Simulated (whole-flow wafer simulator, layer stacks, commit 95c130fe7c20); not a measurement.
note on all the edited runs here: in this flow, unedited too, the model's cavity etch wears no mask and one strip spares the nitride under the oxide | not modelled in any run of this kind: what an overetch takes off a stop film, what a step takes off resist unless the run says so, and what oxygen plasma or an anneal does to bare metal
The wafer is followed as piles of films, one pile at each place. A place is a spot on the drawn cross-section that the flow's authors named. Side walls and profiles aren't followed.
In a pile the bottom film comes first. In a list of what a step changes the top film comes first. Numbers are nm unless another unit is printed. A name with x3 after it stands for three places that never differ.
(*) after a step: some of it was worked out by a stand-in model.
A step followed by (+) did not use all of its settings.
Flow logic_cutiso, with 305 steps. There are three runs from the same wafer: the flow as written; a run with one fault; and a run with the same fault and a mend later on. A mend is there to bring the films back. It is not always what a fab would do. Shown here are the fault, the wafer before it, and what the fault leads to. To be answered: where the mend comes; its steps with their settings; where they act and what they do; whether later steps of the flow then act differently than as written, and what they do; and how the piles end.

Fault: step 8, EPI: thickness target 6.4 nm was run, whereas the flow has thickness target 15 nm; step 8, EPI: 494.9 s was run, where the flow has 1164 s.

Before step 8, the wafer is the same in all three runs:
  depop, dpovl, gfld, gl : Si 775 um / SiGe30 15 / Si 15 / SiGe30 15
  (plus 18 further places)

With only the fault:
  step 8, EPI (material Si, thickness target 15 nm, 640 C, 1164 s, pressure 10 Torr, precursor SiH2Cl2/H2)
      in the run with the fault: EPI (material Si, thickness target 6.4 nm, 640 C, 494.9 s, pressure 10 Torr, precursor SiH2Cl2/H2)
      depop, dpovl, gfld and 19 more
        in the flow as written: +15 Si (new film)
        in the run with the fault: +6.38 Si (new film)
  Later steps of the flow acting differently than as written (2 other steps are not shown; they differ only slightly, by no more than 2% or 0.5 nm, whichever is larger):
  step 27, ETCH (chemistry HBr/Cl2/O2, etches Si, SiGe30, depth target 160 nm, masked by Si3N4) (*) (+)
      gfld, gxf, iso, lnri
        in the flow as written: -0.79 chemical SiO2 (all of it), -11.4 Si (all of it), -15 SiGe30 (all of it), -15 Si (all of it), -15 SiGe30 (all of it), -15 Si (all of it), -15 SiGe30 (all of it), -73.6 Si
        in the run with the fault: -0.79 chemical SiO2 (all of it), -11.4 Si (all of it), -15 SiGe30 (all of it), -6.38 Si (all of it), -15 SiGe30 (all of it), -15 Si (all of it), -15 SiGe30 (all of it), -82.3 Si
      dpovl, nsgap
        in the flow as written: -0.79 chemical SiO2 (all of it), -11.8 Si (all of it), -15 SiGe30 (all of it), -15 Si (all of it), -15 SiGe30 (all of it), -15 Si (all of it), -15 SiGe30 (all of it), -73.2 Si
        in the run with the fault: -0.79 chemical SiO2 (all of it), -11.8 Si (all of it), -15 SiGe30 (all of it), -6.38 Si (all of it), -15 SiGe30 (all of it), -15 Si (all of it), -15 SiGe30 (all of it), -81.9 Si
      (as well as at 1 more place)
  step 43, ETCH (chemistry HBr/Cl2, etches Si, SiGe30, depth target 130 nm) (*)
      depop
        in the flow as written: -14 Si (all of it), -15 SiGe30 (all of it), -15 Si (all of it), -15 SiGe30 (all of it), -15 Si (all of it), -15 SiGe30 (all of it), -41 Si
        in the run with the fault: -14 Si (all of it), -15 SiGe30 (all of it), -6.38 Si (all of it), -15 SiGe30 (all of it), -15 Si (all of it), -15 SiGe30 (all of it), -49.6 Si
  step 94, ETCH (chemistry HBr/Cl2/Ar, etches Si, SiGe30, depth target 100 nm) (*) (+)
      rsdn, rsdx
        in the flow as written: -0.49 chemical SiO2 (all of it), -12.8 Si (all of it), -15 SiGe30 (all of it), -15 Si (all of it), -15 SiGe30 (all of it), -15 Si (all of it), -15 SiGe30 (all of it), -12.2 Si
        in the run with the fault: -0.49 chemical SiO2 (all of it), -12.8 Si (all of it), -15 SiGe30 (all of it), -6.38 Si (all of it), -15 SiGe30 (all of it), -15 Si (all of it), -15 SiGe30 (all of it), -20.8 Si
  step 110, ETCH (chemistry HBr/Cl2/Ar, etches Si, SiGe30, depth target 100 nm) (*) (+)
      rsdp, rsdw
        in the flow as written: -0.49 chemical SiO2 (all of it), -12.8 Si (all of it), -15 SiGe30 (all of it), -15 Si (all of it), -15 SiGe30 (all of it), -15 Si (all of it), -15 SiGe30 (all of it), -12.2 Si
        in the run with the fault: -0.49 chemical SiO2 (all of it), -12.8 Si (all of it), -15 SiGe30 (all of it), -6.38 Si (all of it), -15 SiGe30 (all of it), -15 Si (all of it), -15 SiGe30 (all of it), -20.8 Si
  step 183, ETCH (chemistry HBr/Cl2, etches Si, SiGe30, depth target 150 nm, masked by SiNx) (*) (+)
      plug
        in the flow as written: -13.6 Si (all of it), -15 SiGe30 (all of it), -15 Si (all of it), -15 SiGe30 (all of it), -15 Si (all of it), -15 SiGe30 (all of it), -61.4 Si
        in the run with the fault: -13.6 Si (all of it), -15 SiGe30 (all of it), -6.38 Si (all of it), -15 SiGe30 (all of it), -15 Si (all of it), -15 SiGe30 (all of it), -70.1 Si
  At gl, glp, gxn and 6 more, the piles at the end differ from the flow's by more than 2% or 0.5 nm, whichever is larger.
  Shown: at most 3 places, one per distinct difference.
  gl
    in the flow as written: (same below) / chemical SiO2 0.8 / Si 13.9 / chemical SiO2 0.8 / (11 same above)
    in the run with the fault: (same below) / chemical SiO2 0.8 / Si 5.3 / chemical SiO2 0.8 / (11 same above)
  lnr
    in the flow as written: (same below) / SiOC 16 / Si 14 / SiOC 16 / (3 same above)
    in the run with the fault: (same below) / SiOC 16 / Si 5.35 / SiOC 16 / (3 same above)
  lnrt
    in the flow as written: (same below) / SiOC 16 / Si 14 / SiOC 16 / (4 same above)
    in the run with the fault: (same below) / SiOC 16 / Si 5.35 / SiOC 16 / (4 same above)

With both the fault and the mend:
  The mend stands after step 8.
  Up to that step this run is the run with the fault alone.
  step 8a, EPI (material Si, thickness target 8.6 nm, 640 C, 667.6 s, pressure 10 Torr, precursor SiH2Cl2/H2) (the flow's step 8 again, with other settings)
      depop, dpovl, gfld and 19 more
        +8.6 Si
  Every later step of the flow that is run acts as written, at every place that is followed, to within 2% or 0.5 nm, whichever is larger.
  The piles end the same as the flow's at every place that both follow.
